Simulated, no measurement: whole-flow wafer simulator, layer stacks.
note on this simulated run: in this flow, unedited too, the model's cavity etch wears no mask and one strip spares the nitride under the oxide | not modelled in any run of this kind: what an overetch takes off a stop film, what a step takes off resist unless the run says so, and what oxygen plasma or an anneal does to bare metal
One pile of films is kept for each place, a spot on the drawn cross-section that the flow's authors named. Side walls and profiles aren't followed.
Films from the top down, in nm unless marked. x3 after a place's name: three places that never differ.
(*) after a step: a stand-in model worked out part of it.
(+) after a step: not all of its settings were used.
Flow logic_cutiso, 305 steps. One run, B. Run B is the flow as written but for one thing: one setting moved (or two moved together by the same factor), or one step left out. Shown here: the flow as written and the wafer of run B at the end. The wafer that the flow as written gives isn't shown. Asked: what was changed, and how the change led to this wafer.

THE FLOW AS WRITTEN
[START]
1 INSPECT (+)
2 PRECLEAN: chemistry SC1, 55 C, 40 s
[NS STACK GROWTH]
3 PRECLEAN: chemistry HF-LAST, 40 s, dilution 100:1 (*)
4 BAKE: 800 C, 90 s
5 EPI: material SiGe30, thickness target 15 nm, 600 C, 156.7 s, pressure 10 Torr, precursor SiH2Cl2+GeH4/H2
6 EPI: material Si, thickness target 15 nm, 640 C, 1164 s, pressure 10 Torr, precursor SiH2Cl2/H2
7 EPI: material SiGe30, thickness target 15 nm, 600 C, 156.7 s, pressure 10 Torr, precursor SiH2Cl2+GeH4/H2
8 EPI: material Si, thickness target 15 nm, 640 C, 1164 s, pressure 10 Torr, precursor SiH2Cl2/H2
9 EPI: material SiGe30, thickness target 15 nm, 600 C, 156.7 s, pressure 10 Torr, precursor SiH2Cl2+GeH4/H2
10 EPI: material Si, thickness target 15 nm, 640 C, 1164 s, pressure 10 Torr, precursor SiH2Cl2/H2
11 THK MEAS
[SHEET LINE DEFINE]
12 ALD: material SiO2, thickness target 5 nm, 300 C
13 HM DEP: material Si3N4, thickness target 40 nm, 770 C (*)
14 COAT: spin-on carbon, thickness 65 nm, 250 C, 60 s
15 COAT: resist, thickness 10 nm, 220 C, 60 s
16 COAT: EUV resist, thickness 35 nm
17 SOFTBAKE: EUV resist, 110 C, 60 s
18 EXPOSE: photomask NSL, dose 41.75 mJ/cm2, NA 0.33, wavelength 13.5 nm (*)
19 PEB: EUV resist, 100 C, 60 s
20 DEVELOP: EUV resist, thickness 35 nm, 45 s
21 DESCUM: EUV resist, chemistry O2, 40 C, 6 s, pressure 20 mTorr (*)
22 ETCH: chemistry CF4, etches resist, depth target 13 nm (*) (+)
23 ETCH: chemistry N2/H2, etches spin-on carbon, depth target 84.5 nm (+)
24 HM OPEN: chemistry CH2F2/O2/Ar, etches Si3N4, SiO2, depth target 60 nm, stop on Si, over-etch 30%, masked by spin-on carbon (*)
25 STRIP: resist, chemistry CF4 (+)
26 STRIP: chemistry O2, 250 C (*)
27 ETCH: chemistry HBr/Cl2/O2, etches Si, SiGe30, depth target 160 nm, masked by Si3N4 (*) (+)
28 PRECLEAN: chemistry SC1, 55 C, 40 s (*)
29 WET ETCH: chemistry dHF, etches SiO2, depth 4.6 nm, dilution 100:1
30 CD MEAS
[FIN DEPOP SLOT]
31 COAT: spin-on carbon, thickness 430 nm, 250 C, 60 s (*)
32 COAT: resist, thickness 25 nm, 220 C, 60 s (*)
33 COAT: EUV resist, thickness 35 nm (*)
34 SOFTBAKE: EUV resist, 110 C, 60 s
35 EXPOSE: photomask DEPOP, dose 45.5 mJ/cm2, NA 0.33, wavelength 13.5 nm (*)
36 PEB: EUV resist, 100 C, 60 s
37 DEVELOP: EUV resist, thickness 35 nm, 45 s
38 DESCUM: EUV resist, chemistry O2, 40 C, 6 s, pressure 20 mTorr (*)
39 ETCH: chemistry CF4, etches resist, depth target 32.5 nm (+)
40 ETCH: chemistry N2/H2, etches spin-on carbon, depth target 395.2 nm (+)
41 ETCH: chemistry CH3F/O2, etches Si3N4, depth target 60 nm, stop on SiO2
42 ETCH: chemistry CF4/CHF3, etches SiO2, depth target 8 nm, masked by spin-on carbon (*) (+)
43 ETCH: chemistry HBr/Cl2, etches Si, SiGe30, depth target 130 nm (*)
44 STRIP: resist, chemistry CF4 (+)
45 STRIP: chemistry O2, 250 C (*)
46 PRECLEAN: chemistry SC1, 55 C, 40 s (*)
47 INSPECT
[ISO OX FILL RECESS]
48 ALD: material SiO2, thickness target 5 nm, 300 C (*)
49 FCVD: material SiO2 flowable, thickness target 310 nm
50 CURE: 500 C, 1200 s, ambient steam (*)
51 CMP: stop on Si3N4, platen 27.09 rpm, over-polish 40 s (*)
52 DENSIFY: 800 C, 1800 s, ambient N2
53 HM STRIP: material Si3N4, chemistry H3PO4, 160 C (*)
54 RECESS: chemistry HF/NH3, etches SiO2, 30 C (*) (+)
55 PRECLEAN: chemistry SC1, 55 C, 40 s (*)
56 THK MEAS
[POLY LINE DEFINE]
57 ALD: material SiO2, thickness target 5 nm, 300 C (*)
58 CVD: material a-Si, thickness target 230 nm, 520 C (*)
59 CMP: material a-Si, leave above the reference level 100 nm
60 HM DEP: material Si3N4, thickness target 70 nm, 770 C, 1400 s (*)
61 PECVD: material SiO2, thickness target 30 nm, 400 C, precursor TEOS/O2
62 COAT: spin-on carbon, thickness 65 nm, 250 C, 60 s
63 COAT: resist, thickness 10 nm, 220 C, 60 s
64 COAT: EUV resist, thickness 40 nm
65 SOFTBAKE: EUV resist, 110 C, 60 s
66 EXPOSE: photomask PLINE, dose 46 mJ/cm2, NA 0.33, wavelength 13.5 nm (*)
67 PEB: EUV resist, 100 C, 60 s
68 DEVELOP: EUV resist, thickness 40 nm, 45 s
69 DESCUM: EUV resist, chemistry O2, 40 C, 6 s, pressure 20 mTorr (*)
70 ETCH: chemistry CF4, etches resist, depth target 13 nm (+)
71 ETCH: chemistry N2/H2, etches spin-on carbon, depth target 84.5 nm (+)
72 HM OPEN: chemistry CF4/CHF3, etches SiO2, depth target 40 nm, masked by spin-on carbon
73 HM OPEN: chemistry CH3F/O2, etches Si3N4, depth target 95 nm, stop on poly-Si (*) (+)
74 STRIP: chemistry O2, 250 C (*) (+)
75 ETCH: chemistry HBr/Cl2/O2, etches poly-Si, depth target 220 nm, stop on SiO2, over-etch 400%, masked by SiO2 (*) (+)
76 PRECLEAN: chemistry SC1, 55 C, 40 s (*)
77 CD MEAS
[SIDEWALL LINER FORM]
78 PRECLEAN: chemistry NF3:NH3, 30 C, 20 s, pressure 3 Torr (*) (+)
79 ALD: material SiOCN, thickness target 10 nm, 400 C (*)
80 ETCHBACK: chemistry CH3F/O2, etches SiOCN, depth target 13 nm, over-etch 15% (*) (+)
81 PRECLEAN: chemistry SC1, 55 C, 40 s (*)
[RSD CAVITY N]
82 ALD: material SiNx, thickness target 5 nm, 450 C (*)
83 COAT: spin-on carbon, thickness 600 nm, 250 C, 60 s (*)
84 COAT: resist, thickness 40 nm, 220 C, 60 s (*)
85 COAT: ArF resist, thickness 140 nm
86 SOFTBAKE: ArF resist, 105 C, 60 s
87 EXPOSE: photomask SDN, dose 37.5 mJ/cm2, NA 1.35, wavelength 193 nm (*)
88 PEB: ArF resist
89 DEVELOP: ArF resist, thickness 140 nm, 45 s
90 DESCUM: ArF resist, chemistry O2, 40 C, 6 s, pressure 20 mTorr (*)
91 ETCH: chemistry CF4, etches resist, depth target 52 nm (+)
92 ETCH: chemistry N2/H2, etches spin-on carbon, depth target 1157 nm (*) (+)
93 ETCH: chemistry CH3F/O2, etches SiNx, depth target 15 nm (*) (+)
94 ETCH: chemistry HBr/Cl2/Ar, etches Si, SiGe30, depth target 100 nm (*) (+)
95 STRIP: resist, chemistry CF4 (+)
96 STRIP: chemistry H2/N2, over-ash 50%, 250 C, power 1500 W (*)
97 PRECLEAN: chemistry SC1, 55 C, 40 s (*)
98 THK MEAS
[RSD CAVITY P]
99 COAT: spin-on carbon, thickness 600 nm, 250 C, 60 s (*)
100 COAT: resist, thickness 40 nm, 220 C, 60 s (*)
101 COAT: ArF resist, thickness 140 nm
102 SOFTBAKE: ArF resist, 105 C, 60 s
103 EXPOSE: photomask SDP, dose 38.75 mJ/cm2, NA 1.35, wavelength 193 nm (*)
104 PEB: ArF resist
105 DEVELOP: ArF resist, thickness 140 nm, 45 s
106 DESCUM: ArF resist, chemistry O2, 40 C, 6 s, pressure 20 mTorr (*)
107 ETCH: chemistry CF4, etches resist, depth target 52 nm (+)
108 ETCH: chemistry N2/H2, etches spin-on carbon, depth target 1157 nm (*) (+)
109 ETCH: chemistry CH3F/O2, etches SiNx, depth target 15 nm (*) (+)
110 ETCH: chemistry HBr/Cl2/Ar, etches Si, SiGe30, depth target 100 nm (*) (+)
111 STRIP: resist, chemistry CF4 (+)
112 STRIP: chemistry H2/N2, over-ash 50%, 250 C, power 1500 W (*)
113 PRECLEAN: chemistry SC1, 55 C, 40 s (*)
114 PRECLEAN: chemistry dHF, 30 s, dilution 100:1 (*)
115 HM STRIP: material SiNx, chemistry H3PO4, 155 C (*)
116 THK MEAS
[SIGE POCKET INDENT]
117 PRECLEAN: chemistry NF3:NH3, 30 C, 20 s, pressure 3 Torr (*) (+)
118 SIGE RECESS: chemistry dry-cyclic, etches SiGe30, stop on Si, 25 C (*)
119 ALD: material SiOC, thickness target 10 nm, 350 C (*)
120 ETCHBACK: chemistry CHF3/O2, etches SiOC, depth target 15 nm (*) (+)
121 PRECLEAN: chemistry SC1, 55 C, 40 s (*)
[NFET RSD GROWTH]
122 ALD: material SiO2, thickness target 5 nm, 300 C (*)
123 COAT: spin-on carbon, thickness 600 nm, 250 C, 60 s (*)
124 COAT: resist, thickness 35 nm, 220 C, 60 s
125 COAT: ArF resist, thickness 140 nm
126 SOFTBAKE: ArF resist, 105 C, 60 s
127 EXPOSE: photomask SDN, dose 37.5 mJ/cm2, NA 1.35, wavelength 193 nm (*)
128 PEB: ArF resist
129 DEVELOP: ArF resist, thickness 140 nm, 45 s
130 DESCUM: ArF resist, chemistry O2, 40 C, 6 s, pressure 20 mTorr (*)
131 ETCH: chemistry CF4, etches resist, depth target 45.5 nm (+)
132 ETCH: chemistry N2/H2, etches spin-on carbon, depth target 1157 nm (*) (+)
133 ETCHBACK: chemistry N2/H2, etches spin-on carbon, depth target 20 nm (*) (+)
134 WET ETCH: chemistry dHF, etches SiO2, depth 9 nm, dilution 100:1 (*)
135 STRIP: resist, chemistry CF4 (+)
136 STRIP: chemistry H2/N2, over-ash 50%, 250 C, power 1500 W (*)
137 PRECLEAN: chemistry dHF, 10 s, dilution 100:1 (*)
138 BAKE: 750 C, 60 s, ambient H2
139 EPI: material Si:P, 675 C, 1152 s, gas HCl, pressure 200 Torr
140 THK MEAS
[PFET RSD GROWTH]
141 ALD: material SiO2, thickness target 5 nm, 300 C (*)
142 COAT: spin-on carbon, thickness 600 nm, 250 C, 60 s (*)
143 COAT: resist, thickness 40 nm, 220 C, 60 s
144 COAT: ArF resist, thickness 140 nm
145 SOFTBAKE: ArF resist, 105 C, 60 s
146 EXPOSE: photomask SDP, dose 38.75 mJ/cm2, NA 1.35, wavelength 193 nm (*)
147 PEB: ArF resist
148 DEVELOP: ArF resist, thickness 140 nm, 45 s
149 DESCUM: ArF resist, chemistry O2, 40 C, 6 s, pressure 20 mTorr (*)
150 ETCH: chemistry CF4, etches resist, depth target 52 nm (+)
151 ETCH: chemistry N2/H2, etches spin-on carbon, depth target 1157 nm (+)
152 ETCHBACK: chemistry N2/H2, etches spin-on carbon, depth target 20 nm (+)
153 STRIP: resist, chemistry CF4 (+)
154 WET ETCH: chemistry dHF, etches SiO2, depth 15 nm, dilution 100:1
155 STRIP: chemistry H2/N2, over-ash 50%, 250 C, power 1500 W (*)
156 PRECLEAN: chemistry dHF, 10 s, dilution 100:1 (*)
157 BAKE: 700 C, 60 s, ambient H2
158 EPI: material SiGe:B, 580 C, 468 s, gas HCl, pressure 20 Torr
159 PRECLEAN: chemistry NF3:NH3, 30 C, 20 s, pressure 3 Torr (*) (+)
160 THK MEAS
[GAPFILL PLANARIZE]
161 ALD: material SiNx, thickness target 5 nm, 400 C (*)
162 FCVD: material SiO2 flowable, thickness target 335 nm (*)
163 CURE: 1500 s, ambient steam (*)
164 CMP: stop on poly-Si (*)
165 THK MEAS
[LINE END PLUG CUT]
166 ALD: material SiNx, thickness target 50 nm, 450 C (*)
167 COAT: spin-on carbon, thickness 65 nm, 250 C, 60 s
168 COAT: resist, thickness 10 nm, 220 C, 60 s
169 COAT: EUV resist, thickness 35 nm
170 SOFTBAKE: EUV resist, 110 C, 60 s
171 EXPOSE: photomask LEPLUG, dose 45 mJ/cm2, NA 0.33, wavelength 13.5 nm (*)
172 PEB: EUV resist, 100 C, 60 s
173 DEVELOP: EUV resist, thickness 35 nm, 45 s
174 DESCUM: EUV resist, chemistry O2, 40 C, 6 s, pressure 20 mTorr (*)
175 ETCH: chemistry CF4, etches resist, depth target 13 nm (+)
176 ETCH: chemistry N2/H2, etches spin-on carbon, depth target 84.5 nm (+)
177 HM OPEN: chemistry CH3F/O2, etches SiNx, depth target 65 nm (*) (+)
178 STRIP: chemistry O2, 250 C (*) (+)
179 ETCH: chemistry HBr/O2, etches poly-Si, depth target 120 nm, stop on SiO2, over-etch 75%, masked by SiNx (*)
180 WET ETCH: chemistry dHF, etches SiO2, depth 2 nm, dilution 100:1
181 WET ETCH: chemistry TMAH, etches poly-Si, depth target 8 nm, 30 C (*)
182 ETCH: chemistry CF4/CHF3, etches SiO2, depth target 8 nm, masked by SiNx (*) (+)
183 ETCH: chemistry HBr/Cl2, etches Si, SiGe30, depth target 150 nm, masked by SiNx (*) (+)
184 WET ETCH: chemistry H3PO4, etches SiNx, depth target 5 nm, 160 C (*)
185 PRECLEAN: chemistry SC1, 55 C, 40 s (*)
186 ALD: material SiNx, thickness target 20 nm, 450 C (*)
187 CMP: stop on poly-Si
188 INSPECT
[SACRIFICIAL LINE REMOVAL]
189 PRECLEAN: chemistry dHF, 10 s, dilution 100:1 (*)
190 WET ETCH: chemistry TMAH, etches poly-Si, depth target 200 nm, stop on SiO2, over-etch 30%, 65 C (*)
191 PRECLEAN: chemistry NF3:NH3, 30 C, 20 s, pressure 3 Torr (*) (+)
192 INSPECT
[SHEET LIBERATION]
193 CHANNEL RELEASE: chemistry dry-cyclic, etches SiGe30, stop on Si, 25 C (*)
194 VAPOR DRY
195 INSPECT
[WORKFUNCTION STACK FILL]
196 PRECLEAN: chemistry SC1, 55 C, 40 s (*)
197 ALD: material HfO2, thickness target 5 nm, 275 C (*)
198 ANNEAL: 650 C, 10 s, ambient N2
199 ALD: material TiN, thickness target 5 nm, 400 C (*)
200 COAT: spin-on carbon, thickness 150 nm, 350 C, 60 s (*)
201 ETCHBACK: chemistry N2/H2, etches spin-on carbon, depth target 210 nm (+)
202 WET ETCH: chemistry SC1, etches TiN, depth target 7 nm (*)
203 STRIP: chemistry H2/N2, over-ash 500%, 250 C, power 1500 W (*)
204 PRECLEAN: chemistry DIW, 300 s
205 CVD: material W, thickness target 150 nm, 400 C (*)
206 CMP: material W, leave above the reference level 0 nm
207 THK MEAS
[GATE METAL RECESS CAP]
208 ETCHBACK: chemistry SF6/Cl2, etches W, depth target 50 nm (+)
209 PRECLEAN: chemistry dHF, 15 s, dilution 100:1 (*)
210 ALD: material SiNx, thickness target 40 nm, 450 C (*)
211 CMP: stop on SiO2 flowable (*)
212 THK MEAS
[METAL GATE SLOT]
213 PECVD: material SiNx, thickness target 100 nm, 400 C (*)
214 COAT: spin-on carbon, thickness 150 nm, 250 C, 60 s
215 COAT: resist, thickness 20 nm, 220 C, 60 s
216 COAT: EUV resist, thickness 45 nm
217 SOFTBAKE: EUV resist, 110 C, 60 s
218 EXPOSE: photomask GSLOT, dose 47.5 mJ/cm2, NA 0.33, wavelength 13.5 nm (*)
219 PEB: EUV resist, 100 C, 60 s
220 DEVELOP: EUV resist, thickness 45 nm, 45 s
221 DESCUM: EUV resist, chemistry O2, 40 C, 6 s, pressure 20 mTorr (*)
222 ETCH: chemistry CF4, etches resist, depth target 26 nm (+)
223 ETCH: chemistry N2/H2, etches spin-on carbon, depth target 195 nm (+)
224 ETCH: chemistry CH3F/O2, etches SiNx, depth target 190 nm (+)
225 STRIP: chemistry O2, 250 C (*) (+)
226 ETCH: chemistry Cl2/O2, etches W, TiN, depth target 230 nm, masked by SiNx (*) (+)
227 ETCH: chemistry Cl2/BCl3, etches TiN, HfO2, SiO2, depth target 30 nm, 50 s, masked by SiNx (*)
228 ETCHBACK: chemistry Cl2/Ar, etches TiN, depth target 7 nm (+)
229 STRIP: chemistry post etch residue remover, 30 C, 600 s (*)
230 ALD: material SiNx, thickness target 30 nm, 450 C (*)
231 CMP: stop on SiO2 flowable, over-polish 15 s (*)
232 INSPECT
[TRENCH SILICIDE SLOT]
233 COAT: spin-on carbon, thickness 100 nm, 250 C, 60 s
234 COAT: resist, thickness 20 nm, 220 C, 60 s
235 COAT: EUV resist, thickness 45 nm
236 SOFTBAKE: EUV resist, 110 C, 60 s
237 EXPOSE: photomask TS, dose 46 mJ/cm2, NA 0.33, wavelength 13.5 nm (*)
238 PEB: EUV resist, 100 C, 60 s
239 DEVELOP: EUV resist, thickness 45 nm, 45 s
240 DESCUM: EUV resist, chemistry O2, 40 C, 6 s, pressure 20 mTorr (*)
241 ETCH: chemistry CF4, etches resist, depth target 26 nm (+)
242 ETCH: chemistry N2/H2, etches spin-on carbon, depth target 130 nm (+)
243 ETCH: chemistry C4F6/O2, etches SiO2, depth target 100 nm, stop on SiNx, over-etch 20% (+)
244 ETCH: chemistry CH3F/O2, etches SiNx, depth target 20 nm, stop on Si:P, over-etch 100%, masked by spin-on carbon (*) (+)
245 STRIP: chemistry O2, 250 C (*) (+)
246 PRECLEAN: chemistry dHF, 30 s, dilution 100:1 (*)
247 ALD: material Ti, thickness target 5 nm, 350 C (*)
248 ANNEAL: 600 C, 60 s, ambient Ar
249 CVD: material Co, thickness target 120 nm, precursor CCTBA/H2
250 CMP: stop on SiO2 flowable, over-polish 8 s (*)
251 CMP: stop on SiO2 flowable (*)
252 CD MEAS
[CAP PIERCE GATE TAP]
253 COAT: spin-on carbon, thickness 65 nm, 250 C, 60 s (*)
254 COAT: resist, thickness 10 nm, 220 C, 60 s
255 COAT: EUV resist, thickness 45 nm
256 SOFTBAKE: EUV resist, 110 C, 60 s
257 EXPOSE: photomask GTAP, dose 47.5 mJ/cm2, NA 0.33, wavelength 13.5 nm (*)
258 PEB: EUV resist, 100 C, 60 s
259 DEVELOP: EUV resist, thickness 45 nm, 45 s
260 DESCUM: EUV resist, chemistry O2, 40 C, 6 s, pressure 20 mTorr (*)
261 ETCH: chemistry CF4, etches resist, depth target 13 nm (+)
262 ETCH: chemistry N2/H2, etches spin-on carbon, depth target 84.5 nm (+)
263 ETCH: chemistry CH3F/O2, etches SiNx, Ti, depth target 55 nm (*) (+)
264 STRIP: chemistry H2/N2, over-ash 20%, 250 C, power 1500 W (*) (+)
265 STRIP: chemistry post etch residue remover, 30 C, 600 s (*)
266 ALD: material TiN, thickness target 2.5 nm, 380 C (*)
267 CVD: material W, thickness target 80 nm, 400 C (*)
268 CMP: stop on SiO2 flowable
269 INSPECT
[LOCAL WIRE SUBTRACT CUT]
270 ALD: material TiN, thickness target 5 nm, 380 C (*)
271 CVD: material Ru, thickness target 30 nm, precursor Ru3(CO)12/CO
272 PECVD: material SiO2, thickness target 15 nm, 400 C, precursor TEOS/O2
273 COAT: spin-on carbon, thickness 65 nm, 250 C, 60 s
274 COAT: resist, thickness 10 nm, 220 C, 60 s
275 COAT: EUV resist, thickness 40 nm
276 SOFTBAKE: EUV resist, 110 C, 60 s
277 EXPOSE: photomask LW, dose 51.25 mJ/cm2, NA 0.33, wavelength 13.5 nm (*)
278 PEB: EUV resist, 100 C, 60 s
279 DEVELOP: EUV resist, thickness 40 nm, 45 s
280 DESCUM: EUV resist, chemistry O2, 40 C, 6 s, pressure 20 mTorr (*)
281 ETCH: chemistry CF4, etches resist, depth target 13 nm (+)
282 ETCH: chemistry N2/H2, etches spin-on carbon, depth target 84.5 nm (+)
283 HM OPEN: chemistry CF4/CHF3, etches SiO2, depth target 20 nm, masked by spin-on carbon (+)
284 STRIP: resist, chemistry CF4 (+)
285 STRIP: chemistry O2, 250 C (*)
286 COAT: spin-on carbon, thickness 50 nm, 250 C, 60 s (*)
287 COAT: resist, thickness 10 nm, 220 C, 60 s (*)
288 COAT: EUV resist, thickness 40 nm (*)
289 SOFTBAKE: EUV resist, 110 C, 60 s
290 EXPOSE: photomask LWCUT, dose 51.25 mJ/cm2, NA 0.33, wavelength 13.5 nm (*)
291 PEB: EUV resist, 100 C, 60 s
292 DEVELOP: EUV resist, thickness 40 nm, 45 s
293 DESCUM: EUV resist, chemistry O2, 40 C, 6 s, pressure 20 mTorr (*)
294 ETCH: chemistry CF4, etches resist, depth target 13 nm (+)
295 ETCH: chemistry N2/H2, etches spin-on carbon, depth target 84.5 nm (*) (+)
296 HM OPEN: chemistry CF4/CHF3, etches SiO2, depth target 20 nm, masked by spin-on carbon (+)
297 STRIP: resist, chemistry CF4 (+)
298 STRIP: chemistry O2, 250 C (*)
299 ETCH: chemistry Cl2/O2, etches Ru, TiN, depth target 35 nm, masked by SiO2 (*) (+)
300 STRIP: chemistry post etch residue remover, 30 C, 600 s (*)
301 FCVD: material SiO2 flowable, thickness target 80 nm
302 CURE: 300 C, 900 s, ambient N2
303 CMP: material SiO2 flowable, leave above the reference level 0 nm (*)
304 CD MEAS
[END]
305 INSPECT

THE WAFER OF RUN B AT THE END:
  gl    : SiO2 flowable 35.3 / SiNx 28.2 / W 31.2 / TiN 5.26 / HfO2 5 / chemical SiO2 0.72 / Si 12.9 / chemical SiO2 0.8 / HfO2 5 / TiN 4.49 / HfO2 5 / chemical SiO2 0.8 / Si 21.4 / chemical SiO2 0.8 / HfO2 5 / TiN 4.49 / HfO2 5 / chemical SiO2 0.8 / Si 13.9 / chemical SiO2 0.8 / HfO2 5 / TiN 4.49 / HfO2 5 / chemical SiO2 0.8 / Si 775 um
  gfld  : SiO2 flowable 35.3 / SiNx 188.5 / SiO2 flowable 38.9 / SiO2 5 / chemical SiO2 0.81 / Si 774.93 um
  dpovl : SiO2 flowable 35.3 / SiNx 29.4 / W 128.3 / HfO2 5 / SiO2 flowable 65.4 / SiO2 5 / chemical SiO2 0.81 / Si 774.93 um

The cause: step 8, EPI: thickness target 22.5 nm was run, where the flow has thickness target 15 nm; step 8, EPI: 1747 s was run, where the flow has 1164 s.

How the change led to this, step by step:
  8 EPI: material Si, thickness target 15 nm, 640 C, 1164 s, pressure 10 Torr, precursor SiH2Cl2/H2
      depop, dpovl, gfld and 19 more: Si +22.5 (new film) (as written it would be: Si +15 (new film))
  27 ETCH: chemistry HBr/Cl2/O2, etches Si, SiGe30, depth target 160 nm, masked by Si3N4 (*) (+)
      gfld, gxf, iso, lnri: chemical SiO2 -0.79 (all of it), Si -11.4 (all of it), SiGe30 -15 (all of it), Si -22.5 (all of it), SiGe30 -15 (all of it), Si -15 (all of it), SiGe30 -15 (all of it), Si -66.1 (as written it would be: chemical SiO2 -0.79 (all of it), Si -11.4 (all of it), SiGe30 -15 (all of it), Si -15 (all of it), SiGe30 -15 (all of it), Si -15 (all of it), SiGe30 -15 (all of it), Si -73.6)
      dpovl, nsgap: chemical SiO2 -0.79 (all of it), Si -11.8 (all of it), SiGe30 -15 (all of it), Si -22.5 (all of it), SiGe30 -15 (all of it), Si -15 (all of it), SiGe30 -15 (all of it), Si -65.7 (as written it would be: chemical SiO2 -0.79 (all of it), Si -11.8 (all of it), SiGe30 -15 (all of it), Si -15 (all of it), SiGe30 -15 (all of it), Si -15 (all of it), SiGe30 -15 (all of it), Si -73.2)
      (and at 1 more place)
  43 ETCH: chemistry HBr/Cl2, etches Si, SiGe30, depth target 130 nm (*)
      depop: Si -14 (all of it), SiGe30 -15 (all of it), Si -22.5 (all of it), SiGe30 -15 (all of it), Si -15 (all of it), SiGe30 -15 (all of it), Si -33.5 (as written it would be: Si -14 (all of it), SiGe30 -15 (all of it), Si -15 (all of it), SiGe30 -15 (all of it), Si -15 (all of it), SiGe30 -15 (all of it), Si -41)
  94 ETCH: chemistry HBr/Cl2/Ar, etches Si, SiGe30, depth target 100 nm (*) (+)
      rsdn, rsdx: chemical SiO2 -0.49 (all of it), Si -12.8 (all of it), SiGe30 -15 (all of it), Si -22.5 (all of it), SiGe30 -15 (all of it), Si -15 (all of it), SiGe30 -15 (all of it), Si -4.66 (as written it would be: chemical SiO2 -0.49 (all of it), Si -12.8 (all of it), SiGe30 -15 (all of it), Si -15 (all of it), SiGe30 -15 (all of it), Si -15 (all of it), SiGe30 -15 (all of it), Si -12.2)
  110 ETCH: chemistry HBr/Cl2/Ar, etches Si, SiGe30, depth target 100 nm (*) (+)
      rsdp, rsdw: chemical SiO2 -0.49 (all of it), Si -12.8 (all of it), SiGe30 -15 (all of it), Si -22.5 (all of it), SiGe30 -15 (all of it), Si -15 (all of it), SiGe30 -15 (all of it), Si -4.66 (as written it would be: chemical SiO2 -0.49 (all of it), Si -12.8 (all of it), SiGe30 -15 (all of it), Si -15 (all of it), SiGe30 -15 (all of it), Si -15 (all of it), SiGe30 -15 (all of it), Si -12.2)
  183 ETCH: chemistry HBr/Cl2, etches Si, SiGe30, depth target 150 nm, masked by SiNx (*) (+)
      plug: Si -13.6 (all of it), SiGe30 -15 (all of it), Si -22.5 (all of it), SiGe30 -15 (all of it), Si -15 (all of it), SiGe30 -15 (all of it), Si -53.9 (as written it would be: Si -13.6 (all of it), SiGe30 -15 (all of it), Si -15 (all of it), SiGe30 -15 (all of it), Si -15 (all of it), SiGe30 -15 (all of it), Si -61.4)
